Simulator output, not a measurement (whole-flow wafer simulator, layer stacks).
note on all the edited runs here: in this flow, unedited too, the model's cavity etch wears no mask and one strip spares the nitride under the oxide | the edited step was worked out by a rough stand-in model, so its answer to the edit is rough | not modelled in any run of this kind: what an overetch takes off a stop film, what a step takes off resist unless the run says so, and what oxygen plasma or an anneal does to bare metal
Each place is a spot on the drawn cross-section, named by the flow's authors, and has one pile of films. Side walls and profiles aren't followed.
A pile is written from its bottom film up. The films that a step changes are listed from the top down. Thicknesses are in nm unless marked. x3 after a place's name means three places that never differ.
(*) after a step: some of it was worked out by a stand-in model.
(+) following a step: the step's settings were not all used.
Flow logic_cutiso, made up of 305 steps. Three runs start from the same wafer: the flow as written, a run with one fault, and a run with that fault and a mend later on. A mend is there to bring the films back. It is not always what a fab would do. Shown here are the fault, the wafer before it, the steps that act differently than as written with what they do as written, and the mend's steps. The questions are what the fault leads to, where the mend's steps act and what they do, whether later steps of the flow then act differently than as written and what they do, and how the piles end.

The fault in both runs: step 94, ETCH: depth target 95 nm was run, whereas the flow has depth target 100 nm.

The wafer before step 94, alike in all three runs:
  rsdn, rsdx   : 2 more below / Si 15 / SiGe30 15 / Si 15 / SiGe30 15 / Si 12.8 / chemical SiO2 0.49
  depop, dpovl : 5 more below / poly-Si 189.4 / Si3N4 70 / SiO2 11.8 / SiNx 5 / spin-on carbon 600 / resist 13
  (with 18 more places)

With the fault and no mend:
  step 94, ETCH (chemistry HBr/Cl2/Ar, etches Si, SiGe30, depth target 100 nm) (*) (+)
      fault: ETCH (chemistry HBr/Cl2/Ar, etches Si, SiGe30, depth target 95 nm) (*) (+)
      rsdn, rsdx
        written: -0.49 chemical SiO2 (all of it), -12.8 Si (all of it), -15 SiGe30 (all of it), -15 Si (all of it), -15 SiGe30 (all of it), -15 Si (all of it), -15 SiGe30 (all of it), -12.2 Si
        fault: -0.49 chemical SiO2 (all of it), -12.8 Si (all of it), -15 SiGe30 (all of it), -15 Si (all of it), -15 SiGe30 (all of it), -15 Si (all of it), -15 SiGe30 (all of it), -7.16 Si
  Steps later in the flow that act otherwise than as written (16 more steps, not shown, differ only slightly: by at most 2% or 0.5 nm, whichever is larger):
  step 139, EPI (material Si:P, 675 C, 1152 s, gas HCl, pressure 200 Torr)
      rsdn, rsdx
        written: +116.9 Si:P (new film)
        fault: +111.9 Si:P (new film)
  The piles end different from the flow's at rsdn, rsdx by more than 2% or 0.5 nm, whichever is larger.
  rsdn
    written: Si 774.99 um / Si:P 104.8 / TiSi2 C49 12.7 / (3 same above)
    fault: Si 774.99 um / Si:P 99.8 / TiSi2 C49 12.7 / (3 same above)
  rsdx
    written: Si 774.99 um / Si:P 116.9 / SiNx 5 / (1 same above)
    fault: Si 774.99 um / Si:P 111.9 / SiNx 5 / (1 same above)

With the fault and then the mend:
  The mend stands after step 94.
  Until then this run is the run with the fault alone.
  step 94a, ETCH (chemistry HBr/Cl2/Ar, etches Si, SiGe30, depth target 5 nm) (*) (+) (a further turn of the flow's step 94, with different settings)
      rsdn, rsdx
        -5 Si
  Later steps of the flow that are run all act as written at every place that is followed.
  By the end, the piles equal the flow's at every place that both follow.
